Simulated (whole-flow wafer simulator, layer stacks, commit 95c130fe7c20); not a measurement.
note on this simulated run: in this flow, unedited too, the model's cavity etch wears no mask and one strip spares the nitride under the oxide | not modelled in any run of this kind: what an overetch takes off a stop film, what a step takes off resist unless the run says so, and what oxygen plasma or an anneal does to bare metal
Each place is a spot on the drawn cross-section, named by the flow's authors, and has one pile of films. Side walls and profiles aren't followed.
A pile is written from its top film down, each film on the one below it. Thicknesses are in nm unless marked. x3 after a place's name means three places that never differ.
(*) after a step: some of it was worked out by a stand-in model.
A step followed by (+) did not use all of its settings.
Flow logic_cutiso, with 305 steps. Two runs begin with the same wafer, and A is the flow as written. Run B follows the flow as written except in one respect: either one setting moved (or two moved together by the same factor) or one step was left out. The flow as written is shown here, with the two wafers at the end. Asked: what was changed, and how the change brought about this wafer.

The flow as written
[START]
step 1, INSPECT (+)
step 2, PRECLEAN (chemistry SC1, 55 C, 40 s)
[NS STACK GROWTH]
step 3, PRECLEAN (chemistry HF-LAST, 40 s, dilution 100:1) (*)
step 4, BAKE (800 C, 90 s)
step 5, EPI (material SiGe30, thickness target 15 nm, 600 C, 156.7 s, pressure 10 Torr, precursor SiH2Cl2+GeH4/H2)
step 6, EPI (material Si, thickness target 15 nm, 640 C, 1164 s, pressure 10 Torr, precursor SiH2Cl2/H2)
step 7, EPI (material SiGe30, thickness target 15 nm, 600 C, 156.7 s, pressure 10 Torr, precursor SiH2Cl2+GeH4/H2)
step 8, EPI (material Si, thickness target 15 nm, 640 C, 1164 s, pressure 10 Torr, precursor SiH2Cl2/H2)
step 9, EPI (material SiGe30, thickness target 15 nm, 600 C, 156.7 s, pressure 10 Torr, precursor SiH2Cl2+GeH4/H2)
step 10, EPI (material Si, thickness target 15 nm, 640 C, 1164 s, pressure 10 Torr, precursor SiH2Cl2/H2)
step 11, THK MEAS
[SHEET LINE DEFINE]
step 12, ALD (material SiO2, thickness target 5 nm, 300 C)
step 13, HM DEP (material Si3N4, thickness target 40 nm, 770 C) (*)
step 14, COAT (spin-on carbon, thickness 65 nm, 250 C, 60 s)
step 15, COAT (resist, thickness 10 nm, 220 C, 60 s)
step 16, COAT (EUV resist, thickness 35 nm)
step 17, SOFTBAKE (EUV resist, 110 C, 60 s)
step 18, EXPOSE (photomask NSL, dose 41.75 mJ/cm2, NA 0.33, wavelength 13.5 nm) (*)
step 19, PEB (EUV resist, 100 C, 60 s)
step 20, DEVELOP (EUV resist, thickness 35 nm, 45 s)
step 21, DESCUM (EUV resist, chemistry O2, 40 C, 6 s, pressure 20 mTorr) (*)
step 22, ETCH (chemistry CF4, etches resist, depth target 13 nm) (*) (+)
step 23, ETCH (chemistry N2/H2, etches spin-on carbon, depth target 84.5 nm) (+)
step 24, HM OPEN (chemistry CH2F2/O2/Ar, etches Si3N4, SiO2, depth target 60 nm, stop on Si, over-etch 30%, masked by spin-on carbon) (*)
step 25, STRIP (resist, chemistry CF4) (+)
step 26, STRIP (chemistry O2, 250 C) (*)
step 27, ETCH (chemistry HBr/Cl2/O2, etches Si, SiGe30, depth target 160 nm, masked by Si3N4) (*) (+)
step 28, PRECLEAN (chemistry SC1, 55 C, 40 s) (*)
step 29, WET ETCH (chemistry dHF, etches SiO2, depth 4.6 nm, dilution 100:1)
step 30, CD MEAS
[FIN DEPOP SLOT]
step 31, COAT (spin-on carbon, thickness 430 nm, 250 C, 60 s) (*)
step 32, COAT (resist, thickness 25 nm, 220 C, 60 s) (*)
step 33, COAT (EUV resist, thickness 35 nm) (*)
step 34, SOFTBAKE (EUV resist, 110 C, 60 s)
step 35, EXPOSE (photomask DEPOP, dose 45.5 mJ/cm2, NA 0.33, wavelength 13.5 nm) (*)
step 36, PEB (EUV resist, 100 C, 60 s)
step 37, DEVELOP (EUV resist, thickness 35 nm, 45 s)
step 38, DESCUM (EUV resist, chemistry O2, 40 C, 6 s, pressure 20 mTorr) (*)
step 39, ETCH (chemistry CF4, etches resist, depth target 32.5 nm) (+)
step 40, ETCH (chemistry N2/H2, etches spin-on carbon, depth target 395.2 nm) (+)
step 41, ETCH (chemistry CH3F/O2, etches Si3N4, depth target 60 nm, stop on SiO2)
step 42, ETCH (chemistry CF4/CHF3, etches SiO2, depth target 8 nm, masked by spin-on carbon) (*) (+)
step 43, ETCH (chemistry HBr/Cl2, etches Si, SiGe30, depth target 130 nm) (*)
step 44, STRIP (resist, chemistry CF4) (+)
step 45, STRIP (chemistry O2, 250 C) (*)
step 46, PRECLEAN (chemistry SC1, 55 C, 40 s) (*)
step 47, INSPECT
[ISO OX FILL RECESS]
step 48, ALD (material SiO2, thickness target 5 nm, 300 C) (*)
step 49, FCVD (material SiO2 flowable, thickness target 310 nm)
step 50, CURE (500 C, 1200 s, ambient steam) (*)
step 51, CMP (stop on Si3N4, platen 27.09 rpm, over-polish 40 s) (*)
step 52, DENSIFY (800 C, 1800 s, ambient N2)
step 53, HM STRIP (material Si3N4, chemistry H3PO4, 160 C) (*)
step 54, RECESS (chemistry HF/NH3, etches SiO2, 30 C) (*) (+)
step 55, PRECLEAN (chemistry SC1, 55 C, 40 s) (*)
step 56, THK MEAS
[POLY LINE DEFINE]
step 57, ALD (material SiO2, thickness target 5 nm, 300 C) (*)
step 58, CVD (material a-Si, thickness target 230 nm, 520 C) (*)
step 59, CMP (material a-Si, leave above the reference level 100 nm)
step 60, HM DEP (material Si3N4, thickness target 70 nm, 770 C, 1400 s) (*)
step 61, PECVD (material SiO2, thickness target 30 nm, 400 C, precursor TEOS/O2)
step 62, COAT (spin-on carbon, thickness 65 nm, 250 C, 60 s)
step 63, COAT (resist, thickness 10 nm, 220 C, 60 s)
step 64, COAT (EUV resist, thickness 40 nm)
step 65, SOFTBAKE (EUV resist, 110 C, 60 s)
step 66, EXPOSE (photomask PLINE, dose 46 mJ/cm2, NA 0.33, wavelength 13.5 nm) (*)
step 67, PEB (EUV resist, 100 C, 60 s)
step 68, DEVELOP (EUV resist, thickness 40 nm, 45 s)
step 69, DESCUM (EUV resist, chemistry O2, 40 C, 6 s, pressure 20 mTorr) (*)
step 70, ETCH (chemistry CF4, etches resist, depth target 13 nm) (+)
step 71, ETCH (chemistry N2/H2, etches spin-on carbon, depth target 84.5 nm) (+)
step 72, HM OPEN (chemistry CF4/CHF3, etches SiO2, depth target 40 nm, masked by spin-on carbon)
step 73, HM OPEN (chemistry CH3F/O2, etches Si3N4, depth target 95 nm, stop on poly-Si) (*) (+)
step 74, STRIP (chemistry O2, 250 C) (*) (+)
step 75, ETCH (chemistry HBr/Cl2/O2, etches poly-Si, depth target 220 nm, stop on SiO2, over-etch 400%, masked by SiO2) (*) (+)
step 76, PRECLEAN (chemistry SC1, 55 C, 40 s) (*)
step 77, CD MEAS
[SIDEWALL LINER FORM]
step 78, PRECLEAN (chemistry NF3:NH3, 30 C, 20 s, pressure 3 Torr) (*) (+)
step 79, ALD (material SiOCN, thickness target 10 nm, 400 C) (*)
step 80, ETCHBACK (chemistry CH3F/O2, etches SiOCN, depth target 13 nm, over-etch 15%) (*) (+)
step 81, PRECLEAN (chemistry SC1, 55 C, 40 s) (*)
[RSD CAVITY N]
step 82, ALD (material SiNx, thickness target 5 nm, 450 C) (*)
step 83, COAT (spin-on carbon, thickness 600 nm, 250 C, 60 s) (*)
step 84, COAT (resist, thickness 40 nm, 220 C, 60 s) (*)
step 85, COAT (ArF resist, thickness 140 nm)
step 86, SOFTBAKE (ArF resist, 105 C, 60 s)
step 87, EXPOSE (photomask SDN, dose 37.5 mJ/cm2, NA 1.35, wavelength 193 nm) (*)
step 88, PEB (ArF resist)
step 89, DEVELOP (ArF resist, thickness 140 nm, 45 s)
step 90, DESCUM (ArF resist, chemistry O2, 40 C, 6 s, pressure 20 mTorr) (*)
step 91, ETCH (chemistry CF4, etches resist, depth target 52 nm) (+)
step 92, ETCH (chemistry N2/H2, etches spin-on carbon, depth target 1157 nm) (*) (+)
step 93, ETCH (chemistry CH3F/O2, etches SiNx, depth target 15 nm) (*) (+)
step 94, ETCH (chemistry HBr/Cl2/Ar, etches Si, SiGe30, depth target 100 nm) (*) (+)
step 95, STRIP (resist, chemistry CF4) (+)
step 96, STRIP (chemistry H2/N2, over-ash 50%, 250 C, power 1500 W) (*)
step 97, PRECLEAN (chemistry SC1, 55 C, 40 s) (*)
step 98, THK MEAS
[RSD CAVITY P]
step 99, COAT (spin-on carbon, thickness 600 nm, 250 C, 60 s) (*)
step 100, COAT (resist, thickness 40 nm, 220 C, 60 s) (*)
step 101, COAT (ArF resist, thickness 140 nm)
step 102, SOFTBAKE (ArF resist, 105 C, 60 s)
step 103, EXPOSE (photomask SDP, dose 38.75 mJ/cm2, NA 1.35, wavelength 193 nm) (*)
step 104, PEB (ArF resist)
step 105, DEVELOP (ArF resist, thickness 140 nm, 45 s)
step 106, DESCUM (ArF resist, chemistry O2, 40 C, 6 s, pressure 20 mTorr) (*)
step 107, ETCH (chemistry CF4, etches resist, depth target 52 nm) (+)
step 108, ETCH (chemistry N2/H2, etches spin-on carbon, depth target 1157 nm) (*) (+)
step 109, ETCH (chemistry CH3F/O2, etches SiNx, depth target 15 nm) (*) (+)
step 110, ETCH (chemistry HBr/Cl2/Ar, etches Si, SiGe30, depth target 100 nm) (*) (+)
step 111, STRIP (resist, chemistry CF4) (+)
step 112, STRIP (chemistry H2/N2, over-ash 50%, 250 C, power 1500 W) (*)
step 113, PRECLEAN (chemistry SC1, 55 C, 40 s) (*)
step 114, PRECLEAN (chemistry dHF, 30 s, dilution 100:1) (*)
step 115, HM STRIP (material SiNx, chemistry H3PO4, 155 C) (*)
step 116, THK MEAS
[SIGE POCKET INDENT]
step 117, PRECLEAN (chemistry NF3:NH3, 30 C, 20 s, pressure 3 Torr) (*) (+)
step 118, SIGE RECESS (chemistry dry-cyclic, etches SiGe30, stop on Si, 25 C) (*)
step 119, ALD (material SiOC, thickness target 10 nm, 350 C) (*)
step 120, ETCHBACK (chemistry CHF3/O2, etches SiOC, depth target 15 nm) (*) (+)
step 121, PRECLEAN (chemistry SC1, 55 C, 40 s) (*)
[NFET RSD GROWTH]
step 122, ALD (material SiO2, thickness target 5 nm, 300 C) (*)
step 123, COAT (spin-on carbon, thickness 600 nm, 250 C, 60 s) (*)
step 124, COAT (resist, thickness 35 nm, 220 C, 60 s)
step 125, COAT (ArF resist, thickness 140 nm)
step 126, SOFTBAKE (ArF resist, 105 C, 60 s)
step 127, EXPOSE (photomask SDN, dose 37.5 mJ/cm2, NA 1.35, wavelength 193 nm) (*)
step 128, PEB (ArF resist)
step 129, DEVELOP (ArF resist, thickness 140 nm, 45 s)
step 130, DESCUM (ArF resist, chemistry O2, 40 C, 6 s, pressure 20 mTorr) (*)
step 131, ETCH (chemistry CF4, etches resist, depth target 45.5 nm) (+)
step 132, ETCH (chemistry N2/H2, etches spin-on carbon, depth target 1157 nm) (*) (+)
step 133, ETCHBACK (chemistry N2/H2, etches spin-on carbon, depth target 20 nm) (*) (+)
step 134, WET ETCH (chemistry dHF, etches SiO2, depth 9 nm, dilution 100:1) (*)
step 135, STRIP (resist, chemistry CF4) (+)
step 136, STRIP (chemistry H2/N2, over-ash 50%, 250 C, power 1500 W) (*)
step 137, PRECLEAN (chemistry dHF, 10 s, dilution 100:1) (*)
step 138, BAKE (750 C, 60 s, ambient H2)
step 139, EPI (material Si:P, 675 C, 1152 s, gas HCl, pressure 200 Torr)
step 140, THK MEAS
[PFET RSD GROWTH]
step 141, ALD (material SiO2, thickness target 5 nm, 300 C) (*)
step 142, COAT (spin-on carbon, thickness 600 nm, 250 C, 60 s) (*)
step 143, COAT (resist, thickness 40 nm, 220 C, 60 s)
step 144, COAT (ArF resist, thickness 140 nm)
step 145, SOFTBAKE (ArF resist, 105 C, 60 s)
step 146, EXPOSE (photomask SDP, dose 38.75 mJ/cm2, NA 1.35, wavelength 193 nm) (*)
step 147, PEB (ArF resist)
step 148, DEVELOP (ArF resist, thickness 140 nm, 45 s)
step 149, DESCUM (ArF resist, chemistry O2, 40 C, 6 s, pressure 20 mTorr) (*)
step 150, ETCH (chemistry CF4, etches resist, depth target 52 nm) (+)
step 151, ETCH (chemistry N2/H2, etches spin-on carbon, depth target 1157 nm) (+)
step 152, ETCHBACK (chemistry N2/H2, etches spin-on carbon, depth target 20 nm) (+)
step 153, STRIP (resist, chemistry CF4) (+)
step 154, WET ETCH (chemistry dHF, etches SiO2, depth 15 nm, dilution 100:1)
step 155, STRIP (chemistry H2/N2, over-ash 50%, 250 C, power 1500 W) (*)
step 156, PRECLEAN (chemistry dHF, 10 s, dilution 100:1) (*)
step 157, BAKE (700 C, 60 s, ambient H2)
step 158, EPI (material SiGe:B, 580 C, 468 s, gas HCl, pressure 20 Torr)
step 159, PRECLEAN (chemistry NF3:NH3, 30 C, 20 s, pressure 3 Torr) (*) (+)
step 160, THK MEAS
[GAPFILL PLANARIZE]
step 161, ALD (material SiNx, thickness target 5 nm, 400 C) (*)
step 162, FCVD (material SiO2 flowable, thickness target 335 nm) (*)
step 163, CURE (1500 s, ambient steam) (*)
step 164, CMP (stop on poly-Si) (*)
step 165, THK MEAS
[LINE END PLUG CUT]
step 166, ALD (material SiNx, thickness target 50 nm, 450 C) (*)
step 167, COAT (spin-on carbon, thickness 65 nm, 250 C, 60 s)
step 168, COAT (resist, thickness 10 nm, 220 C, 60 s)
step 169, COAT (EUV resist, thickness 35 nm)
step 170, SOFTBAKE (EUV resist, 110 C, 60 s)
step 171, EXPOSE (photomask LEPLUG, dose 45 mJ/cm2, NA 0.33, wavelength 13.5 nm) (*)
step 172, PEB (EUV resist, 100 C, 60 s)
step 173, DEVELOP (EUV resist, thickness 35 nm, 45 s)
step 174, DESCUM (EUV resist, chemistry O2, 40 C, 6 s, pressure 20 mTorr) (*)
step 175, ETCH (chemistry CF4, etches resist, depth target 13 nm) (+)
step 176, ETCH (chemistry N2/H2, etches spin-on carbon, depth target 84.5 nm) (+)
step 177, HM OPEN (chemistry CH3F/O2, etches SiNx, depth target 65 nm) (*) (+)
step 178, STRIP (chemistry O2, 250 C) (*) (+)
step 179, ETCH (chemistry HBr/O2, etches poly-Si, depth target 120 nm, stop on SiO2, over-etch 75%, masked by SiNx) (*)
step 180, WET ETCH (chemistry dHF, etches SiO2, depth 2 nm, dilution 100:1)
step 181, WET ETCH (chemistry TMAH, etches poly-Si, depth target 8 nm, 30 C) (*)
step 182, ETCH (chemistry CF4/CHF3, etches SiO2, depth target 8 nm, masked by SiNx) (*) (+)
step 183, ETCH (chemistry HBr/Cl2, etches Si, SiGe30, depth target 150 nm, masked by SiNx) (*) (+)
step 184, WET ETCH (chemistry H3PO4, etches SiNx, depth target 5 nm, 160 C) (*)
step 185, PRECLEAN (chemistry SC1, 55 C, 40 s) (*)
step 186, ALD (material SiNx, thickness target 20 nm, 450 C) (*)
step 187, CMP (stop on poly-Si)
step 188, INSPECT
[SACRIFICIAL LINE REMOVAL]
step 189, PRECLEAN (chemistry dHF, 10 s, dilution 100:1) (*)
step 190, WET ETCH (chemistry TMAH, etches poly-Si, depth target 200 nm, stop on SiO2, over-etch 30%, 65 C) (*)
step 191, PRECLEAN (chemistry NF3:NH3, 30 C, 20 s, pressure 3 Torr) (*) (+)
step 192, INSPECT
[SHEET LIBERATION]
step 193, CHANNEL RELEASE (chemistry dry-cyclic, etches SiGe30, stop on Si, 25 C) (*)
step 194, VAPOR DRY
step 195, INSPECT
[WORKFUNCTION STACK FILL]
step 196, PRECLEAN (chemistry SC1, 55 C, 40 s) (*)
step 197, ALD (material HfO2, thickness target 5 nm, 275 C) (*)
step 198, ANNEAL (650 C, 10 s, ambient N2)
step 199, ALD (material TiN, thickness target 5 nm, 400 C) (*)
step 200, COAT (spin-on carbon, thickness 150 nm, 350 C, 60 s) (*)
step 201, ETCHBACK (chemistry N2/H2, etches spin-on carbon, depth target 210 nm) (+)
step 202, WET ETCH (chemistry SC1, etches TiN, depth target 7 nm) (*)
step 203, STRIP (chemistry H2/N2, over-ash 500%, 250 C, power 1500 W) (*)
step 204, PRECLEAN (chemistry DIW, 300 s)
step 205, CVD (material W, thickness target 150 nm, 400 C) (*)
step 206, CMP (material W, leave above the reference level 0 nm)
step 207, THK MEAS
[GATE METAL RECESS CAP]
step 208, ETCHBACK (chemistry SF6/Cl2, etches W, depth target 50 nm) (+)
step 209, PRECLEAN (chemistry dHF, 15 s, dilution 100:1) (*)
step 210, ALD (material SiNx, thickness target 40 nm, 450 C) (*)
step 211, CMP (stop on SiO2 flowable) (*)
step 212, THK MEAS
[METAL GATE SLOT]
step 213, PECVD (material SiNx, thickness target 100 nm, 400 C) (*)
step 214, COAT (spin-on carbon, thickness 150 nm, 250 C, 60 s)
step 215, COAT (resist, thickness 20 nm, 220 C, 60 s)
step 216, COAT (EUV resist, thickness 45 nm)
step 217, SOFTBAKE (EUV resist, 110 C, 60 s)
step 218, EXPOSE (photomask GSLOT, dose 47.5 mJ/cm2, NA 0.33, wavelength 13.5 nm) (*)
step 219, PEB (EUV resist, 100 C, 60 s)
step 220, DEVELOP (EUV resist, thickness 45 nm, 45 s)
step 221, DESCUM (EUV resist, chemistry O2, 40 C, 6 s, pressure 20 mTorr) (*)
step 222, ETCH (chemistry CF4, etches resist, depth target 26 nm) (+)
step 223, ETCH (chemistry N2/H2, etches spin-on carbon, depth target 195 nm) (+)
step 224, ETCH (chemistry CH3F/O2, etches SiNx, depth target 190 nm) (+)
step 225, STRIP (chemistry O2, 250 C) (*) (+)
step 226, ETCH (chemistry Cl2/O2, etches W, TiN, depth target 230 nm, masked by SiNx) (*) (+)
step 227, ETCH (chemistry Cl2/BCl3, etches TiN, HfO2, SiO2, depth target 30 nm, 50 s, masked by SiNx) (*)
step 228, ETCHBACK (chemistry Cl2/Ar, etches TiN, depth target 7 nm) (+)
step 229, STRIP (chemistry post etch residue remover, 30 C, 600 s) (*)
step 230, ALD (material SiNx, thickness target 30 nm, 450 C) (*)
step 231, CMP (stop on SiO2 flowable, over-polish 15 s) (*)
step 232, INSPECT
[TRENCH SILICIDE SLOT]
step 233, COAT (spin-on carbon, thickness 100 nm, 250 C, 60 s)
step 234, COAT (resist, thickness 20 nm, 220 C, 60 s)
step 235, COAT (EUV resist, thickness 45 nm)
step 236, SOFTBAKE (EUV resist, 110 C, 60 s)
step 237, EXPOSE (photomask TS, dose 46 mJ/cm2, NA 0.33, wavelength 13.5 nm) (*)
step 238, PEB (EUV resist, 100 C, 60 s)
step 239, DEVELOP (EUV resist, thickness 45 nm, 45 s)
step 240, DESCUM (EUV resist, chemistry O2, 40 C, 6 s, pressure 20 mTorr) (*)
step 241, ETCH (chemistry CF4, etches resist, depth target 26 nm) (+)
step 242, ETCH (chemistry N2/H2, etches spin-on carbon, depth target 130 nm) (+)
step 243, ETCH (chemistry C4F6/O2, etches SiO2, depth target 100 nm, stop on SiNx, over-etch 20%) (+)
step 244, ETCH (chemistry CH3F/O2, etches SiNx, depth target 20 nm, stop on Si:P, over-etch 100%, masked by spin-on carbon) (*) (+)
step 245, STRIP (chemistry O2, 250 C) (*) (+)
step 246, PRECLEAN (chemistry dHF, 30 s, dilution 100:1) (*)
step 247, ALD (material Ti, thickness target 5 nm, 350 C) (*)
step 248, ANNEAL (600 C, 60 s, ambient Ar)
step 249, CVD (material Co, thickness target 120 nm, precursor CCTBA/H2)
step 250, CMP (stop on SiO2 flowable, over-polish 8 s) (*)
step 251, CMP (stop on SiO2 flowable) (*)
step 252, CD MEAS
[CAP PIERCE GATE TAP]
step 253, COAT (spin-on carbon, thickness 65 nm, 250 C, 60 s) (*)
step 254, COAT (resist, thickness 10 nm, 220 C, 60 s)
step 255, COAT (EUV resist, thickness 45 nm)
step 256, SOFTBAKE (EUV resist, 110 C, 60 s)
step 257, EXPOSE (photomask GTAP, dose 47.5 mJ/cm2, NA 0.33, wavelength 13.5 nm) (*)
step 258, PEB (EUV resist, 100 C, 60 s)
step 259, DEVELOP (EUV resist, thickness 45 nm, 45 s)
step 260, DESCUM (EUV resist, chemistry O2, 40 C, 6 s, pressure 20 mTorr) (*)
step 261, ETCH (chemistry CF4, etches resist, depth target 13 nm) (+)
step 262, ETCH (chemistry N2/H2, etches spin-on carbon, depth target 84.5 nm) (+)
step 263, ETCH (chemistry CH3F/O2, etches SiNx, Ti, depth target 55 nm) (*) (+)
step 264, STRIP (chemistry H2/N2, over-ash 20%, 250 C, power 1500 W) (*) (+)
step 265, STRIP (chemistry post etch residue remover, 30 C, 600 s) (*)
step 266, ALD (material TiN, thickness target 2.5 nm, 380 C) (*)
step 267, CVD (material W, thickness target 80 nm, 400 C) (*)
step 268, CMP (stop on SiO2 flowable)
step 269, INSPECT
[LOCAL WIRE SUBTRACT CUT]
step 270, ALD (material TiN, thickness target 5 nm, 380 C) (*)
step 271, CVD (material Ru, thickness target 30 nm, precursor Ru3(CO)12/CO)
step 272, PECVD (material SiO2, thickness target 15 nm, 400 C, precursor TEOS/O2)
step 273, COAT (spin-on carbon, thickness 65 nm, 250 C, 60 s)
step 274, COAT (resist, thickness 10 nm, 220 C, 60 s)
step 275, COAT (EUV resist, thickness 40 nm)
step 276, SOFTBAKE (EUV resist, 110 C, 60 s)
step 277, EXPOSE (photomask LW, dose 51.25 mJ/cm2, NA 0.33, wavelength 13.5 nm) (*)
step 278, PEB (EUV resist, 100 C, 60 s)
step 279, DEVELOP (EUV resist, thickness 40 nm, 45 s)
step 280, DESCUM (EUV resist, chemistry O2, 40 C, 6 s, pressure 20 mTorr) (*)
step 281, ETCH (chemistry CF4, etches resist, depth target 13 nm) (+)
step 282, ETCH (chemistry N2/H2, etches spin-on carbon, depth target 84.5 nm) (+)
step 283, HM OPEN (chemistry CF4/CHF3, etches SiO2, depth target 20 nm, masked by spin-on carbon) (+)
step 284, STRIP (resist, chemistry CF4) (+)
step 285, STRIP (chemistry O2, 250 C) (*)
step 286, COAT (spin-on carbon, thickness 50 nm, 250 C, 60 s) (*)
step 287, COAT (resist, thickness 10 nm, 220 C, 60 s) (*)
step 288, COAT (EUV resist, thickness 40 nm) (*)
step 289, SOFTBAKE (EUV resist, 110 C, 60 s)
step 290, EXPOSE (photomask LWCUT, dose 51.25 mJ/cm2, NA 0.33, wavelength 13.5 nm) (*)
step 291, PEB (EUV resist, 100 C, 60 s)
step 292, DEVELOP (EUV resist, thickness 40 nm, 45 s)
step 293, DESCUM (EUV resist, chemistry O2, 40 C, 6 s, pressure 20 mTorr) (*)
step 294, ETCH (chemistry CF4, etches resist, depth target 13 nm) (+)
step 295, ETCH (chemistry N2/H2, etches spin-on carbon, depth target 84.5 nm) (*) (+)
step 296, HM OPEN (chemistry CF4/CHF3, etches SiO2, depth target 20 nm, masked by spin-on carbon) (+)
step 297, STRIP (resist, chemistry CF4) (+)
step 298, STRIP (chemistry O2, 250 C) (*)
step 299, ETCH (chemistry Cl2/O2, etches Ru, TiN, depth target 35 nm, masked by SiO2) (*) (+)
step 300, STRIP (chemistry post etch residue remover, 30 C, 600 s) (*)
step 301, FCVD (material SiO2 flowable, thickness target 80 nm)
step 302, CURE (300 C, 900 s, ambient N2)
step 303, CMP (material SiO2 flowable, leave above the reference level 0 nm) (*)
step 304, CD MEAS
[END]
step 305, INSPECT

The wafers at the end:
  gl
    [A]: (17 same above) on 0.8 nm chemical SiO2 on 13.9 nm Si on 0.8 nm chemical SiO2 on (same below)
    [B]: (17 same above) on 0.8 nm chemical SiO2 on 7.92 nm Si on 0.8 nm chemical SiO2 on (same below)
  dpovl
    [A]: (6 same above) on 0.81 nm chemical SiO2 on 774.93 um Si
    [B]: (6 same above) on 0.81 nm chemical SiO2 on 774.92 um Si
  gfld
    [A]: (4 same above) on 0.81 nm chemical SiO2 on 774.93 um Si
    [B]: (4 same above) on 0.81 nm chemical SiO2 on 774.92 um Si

Cause: step 6, EPI: 698.6 s was run, though the flow has 1164 s.

How this came from the change, step by step:
  step 6, EPI (material Si, thickness target 15 nm, 640 C, 1164 s, pressure 10 Torr, precursor SiH2Cl2/H2)
      depop, dpovl, gfld and 19 more: A +15 Si (new film) | B +9 Si (new film)
  step 27, ETCH (chemistry HBr/Cl2/O2, etches Si, SiGe30, depth target 160 nm, masked by Si3N4) (*) (+)
      gfld, gxf, iso, lnri: A -0.79 chemical SiO2 (all of it), -11.4 Si (all of it), -15 SiGe30 (all of it), -15 Si (all of it), -15 SiGe30 (all of it), -15 Si (all of it), -15 SiGe30 (all of it), -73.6 Si | B -0.79 chemical SiO2 (all of it), -11.4 Si (all of it), -15 SiGe30 (all of it), -15 Si (all of it), -15 SiGe30 (all of it), -9 Si (all of it), -15 SiGe30 (all of it), -79.6 Si
      dpovl, nsgap: A -0.79 chemical SiO2 (all of it), -11.8 Si (all of it), -15 SiGe30 (all of it), -15 Si (all of it), -15 SiGe30 (all of it), -15 Si (all of it), -15 SiGe30 (all of it), -73.2 Si | B -0.79 chemical SiO2 (all of it), -11.8 Si (all of it), -15 SiGe30 (all of it), -15 Si (all of it), -15 SiGe30 (all of it), -9 Si (all of it), -15 SiGe30 (all of it), -79.2 Si
      (also at 1 further place)
  step 43, ETCH (chemistry HBr/Cl2, etches Si, SiGe30, depth target 130 nm) (*)
      depop: A -14 Si (all of it), -15 SiGe30 (all of it), -15 Si (all of it), -15 SiGe30 (all of it), -15 Si (all of it), -15 SiGe30 (all of it), -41 Si | B -14 Si (all of it), -15 SiGe30 (all of it), -15 Si (all of it), -15 SiGe30 (all of it), -9 Si (all of it), -15 SiGe30 (all of it), -47 Si
  step 94, ETCH (chemistry HBr/Cl2/Ar, etches Si, SiGe30, depth target 100 nm) (*) (+)
      rsdn, rsdx: A -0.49 chemical SiO2 (all of it), -12.8 Si (all of it), -15 SiGe30 (all of it), -15 Si (all of it), -15 SiGe30 (all of it), -15 Si (all of it), -15 SiGe30 (all of it), -12.2 Si | B -0.49 chemical SiO2 (all of it), -12.8 Si (all of it), -15 SiGe30 (all of it), -15 Si (all of it), -15 SiGe30 (all of it), -9 Si (all of it), -15 SiGe30 (all of it), -18.2 Si
  step 110, ETCH (chemistry HBr/Cl2/Ar, etches Si, SiGe30, depth target 100 nm) (*) (+)
      rsdp, rsdw: A -0.49 chemical SiO2 (all of it), -12.8 Si (all of it), -15 SiGe30 (all of it), -15 Si (all of it), -15 SiGe30 (all of it), -15 Si (all of it), -15 SiGe30 (all of it), -12.2 Si | B -0.49 chemical SiO2 (all of it), -12.8 Si (all of it), -15 SiGe30 (all of it), -15 Si (all of it), -15 SiGe30 (all of it), -9 Si (all of it), -15 SiGe30 (all of it), -18.2 Si
  step 183, ETCH (chemistry HBr/Cl2, etches Si, SiGe30, depth target 150 nm, masked by SiNx) (*) (+)
      plug: A -13.6 Si (all of it), -15 SiGe30 (all of it), -15 Si (all of it), -15 SiGe30 (all of it), -15 Si (all of it), -15 SiGe30 (all of it), -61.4 Si | B -13.6 Si (all of it), -15 SiGe30 (all of it), -15 Si (all of it), -15 SiGe30 (all of it), -9 Si (all of it), -15 SiGe30 (all of it), -67.4 Si
